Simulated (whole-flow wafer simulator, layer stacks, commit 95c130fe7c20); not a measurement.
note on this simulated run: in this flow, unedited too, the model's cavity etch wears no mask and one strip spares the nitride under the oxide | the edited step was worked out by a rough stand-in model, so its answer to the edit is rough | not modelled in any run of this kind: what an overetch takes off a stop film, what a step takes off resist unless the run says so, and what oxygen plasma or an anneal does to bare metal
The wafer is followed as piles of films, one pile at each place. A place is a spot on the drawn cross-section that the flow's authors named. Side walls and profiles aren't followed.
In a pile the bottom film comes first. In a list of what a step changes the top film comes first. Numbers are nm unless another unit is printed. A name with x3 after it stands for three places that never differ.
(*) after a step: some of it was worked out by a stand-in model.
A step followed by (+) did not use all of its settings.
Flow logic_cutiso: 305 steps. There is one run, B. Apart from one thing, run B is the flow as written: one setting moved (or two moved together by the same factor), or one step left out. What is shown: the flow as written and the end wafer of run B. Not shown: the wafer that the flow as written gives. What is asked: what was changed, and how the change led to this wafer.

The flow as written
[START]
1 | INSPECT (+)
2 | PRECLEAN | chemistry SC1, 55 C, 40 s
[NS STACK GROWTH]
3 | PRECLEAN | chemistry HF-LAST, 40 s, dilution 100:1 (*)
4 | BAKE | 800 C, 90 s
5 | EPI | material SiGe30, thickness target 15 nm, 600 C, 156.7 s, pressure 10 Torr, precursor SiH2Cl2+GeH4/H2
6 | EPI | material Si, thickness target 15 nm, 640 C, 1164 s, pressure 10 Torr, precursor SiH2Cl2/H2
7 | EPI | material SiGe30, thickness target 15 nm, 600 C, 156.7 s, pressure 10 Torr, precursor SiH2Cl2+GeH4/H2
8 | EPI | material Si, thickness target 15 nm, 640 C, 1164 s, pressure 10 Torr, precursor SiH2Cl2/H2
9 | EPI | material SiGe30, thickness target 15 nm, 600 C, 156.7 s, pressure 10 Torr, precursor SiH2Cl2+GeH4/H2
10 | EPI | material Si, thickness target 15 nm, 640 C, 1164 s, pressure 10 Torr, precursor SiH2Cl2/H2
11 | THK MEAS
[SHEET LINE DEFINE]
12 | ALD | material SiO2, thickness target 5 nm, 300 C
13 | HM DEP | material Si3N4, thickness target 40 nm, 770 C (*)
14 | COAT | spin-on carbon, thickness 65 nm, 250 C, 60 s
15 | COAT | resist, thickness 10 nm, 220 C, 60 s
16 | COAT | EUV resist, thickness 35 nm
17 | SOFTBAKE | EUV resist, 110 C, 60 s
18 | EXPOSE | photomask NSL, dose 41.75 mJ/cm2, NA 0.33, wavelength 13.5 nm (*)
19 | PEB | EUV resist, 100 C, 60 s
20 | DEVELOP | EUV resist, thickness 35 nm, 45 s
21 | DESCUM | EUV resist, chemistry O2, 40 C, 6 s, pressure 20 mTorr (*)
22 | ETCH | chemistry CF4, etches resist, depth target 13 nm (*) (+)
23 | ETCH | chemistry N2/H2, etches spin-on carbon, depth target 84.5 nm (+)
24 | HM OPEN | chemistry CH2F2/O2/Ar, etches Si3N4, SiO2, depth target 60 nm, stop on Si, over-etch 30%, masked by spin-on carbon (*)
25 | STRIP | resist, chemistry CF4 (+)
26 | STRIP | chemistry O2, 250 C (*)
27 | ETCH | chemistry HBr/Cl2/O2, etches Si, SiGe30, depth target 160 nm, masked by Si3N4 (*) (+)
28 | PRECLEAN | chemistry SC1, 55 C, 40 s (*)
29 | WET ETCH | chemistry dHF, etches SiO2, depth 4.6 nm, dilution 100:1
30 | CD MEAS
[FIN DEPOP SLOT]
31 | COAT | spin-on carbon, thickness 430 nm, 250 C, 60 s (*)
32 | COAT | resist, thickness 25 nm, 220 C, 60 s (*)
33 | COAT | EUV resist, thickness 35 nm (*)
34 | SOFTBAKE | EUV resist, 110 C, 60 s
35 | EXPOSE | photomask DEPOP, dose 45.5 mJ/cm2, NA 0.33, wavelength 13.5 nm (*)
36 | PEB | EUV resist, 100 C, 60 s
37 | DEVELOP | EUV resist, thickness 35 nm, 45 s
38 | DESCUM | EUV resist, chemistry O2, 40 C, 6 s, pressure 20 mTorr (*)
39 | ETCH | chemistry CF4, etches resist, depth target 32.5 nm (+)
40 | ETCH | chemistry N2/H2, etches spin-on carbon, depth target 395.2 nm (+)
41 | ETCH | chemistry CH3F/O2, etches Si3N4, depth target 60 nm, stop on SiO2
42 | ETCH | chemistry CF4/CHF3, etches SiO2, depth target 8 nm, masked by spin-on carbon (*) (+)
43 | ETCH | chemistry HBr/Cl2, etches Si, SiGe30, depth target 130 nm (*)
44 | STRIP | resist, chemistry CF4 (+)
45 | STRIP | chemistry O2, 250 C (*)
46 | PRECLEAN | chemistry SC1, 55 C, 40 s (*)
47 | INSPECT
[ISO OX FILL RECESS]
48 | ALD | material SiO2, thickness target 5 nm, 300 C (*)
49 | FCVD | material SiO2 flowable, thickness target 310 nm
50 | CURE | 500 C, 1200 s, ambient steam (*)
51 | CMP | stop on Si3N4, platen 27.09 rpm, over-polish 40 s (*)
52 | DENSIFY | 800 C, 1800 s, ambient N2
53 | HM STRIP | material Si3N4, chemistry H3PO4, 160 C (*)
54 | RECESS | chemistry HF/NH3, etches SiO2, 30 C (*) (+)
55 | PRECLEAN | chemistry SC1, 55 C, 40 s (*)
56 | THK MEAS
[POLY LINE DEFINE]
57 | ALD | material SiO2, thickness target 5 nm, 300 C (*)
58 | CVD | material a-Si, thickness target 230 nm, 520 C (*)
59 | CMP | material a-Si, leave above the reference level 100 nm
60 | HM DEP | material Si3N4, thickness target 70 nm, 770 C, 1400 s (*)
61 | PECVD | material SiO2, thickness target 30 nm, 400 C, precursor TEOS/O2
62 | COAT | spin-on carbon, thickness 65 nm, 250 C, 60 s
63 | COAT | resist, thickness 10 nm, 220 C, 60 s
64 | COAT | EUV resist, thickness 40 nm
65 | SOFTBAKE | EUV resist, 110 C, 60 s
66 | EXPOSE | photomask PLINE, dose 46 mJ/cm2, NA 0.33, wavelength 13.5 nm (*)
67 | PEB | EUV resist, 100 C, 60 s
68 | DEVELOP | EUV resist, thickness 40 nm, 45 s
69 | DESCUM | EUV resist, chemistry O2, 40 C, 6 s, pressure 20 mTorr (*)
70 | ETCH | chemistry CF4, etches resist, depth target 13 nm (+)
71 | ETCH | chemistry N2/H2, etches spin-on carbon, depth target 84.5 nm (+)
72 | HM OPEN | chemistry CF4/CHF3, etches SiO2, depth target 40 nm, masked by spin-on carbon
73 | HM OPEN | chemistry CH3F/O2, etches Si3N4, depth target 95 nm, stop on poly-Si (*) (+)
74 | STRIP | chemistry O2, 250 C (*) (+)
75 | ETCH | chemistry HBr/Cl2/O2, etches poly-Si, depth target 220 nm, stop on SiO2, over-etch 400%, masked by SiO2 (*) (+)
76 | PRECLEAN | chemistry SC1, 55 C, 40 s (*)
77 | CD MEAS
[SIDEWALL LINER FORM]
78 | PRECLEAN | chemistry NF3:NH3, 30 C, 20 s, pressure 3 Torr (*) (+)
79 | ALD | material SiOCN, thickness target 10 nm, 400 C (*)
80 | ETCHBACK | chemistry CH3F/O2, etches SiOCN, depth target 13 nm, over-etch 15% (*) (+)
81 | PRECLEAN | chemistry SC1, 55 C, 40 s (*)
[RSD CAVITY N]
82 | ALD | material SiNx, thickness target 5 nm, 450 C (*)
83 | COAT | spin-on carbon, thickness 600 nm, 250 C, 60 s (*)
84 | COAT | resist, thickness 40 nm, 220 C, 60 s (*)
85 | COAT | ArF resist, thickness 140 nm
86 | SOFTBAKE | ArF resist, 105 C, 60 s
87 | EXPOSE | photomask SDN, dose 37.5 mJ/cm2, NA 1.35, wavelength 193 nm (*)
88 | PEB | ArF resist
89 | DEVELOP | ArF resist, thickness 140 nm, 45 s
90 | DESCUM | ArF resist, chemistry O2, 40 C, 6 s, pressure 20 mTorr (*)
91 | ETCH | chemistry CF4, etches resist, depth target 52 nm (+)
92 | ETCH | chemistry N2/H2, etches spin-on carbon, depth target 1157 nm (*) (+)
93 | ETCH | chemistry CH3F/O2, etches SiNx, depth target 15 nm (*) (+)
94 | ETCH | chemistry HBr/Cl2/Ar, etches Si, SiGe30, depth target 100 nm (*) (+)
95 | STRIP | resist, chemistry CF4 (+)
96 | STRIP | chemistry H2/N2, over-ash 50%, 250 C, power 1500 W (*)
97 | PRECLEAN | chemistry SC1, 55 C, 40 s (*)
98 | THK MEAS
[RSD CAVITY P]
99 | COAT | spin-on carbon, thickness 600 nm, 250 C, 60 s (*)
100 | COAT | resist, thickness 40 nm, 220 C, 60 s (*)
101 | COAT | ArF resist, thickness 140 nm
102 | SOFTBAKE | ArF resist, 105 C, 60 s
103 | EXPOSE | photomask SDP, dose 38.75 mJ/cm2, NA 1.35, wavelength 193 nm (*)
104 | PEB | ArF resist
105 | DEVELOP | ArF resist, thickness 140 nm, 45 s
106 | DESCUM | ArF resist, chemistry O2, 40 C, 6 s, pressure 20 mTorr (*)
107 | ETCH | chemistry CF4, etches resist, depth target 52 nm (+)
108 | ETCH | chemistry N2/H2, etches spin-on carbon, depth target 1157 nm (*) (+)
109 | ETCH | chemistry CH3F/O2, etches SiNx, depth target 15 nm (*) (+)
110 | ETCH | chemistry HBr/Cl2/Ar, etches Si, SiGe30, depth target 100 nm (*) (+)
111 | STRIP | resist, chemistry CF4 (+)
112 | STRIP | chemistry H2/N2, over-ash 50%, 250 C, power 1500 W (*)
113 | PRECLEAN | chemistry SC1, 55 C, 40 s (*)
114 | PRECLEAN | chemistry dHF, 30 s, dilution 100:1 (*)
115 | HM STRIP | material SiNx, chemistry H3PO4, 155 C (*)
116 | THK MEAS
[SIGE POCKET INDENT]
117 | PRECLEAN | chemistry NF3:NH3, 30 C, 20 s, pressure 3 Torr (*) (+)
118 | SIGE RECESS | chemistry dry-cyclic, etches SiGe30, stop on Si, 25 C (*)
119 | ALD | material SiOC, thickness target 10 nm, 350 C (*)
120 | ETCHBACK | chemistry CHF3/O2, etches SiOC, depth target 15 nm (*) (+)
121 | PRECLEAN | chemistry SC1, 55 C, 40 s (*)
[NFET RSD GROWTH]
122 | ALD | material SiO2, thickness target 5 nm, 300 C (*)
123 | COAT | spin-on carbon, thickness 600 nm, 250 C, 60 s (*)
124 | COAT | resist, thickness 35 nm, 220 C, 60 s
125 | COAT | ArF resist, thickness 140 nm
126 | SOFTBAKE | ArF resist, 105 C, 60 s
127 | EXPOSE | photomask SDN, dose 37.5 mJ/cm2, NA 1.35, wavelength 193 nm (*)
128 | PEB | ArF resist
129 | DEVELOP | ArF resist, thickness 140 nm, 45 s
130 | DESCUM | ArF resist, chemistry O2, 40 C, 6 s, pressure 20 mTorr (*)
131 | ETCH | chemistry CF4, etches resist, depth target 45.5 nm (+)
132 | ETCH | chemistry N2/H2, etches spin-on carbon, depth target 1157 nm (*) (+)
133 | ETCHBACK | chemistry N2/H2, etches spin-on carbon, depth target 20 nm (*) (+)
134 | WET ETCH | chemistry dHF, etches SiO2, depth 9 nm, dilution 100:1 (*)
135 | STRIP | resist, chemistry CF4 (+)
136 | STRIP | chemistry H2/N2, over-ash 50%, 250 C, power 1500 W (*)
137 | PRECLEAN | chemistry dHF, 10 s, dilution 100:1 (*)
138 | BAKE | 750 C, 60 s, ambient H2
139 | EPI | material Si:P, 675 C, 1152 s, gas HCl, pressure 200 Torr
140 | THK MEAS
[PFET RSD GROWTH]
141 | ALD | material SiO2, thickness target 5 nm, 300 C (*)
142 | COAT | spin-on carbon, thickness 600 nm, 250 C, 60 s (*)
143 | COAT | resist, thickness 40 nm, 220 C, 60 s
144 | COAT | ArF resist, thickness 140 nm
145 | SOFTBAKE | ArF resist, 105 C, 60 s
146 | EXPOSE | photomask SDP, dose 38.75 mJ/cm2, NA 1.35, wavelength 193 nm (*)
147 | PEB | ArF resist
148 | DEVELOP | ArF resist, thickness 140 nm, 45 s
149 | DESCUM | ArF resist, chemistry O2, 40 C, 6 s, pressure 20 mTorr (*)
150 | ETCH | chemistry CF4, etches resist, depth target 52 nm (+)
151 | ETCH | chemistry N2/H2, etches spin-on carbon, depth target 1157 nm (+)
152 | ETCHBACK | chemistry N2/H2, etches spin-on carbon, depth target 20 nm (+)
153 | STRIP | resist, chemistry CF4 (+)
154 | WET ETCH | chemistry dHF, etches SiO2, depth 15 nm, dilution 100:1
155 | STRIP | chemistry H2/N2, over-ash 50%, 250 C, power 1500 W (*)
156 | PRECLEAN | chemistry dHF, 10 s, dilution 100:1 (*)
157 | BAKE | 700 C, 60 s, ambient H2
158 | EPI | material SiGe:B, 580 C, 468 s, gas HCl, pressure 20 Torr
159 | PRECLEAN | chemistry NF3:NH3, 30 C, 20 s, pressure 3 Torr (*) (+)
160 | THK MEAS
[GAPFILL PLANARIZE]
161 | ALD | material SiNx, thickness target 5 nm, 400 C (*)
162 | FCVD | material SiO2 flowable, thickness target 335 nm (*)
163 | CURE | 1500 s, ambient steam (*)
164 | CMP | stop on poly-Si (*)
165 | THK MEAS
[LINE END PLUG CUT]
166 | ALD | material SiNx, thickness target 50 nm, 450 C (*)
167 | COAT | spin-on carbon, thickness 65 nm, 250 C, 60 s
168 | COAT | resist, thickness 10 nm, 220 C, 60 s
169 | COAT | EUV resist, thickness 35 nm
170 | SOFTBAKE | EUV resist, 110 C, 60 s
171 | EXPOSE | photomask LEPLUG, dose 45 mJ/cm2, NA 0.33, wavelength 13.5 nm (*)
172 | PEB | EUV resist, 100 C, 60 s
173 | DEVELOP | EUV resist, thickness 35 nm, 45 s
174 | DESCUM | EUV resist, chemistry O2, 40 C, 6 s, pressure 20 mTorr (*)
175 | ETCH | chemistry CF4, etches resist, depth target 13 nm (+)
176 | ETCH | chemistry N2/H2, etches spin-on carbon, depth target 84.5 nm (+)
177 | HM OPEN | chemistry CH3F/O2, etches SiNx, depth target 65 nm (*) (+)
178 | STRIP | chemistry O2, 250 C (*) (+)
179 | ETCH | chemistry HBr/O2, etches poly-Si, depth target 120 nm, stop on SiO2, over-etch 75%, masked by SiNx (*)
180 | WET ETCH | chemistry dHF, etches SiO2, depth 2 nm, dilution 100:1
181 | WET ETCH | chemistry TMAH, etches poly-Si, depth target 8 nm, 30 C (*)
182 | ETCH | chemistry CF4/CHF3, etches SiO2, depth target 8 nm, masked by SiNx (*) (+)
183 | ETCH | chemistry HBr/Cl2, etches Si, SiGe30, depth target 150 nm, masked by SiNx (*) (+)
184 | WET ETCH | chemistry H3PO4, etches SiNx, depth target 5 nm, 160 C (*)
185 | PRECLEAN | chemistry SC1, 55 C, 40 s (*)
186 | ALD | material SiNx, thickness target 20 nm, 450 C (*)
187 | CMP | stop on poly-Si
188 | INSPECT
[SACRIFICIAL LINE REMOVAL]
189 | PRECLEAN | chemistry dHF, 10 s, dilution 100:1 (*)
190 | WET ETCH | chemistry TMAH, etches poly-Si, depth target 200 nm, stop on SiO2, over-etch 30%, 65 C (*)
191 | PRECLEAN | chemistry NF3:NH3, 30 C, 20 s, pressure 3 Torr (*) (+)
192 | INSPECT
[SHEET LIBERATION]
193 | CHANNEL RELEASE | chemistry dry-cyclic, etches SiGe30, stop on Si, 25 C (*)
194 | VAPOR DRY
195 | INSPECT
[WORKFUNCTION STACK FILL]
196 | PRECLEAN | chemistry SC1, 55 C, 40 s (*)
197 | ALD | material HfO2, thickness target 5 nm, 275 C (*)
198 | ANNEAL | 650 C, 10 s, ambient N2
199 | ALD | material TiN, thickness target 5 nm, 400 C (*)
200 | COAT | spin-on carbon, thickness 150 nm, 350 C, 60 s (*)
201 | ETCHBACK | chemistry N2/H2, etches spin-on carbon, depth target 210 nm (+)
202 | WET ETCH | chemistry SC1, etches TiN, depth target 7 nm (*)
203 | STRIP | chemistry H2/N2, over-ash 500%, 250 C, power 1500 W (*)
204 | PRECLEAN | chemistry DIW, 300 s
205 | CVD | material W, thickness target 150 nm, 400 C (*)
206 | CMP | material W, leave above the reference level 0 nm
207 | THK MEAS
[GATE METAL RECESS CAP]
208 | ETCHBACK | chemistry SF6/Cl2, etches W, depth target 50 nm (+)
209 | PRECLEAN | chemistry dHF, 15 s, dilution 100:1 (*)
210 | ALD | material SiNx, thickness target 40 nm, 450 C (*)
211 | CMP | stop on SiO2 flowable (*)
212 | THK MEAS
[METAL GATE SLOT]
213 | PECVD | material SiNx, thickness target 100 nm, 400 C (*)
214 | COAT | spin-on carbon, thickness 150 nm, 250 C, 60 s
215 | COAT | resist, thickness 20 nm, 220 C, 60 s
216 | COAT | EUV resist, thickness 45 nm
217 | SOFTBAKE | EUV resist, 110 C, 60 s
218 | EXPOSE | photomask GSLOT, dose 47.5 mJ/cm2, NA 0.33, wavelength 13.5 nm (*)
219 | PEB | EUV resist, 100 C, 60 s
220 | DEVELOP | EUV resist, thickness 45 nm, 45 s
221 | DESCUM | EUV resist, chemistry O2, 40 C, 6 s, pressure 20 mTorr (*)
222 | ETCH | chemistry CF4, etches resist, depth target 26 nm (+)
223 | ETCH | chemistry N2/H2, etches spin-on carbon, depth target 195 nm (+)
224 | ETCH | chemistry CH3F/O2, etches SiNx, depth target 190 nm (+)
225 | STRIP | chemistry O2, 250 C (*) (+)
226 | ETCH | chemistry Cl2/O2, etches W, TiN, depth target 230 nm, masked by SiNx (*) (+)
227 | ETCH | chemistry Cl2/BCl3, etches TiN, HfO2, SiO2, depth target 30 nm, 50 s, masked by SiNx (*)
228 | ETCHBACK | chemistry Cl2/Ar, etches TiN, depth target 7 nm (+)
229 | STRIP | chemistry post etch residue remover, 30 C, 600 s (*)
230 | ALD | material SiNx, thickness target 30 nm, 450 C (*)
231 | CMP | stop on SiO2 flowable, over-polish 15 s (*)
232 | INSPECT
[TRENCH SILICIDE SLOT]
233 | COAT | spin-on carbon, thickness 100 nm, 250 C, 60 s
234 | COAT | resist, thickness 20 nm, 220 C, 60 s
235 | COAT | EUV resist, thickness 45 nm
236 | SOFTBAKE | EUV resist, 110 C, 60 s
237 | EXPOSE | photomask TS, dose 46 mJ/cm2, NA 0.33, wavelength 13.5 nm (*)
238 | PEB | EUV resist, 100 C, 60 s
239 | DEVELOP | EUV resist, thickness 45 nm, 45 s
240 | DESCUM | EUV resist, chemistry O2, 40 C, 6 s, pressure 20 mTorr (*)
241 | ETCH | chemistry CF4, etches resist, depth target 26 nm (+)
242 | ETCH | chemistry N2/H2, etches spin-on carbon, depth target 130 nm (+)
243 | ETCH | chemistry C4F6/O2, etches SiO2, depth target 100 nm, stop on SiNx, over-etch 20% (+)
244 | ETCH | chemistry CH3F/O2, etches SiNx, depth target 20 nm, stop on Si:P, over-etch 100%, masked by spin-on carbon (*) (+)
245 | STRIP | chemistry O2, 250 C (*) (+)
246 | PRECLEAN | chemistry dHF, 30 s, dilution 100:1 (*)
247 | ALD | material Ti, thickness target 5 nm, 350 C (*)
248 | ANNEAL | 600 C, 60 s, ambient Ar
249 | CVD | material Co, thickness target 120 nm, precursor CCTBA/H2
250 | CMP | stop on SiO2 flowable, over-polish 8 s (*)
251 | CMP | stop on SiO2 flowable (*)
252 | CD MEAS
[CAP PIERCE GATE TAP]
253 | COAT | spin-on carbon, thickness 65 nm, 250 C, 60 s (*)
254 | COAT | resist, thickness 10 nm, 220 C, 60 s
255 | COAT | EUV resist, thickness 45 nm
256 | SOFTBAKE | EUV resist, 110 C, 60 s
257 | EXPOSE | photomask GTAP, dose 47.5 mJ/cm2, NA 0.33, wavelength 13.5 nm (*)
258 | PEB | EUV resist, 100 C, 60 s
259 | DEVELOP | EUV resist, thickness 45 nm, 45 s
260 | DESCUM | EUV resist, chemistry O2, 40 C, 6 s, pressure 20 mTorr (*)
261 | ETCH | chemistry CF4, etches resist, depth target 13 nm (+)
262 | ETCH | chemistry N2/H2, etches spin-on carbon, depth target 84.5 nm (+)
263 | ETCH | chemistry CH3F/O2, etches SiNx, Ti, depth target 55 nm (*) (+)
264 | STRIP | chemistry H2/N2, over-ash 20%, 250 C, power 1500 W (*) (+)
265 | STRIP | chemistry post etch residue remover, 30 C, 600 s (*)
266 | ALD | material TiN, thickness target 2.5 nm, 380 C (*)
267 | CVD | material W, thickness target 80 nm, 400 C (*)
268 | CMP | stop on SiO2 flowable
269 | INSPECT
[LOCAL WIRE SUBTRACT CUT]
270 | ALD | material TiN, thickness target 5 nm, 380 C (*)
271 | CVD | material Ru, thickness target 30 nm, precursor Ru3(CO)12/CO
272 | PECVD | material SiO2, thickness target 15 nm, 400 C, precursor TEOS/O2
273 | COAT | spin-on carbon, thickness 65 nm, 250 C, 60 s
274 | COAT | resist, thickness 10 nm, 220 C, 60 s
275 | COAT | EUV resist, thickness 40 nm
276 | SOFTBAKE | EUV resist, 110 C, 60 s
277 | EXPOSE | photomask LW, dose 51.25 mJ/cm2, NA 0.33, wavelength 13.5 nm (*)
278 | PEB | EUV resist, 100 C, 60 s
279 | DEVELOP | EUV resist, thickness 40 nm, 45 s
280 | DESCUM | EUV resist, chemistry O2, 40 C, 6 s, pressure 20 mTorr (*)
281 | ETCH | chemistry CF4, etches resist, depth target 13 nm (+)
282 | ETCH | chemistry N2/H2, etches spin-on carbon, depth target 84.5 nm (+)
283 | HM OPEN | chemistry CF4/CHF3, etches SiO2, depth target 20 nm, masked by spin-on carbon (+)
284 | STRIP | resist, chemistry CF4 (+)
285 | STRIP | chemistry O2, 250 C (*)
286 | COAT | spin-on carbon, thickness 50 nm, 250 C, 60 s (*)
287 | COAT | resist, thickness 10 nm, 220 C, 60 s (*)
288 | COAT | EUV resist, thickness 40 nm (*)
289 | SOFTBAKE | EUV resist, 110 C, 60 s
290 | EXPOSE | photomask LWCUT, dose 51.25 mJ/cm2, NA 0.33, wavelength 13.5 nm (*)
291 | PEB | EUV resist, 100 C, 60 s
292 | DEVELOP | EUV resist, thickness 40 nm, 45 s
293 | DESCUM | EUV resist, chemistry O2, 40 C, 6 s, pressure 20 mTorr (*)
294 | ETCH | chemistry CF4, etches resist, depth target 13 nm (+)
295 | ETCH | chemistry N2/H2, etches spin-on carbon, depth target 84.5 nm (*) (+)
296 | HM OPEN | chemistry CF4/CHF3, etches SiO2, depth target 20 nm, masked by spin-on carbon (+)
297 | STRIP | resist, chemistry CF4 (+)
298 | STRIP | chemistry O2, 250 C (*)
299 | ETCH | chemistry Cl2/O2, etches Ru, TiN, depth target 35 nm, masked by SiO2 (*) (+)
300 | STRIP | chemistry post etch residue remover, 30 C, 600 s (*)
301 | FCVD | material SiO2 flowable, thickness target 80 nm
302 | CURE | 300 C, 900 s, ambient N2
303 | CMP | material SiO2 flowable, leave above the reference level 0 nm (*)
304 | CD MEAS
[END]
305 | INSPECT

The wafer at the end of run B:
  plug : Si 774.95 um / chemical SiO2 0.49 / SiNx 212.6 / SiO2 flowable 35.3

What caused this: step 183, ETCH: depth target 142.5 nm was run, while the flow as written has depth target 150 nm.

The path from the change to this, step by step:
  183 | ETCH | chemistry HBr/Cl2, etches Si, SiGe30, depth target 150 nm, masked by SiNx (*) (+)
      depop, dpovl, gfld and 18 more: -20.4 SiNx (as written it would have been: -21.4 SiNx)
      plug: -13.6 Si (all of it), -15 SiGe30 (all of it), -15 Si (all of it), -15 SiGe30 (all of it), -15 Si (all of it), -15 SiGe30 (all of it), -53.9 Si (as written it would have been: -13.6 Si (all of it), -15 SiGe30 (all of it), -15 Si (all of it), -15 SiGe30 (all of it), -15 Si (all of it), -15 SiGe30 (all of it), -61.4 Si)
  186 | ALD | material SiNx, thickness target 20 nm, 450 C (*)
      plug: +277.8 SiNx (new film) (as written it would have been: +284.2 SiNx (new film))
  187 | CMP | stop on poly-Si
      depop, dpovl, gfld and 18 more: -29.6 SiNx (all of it) (as written it would have been: -28.6 SiNx (all of it))
      plug: -29.6 SiNx (as written it would have been: -28.6 SiNx)
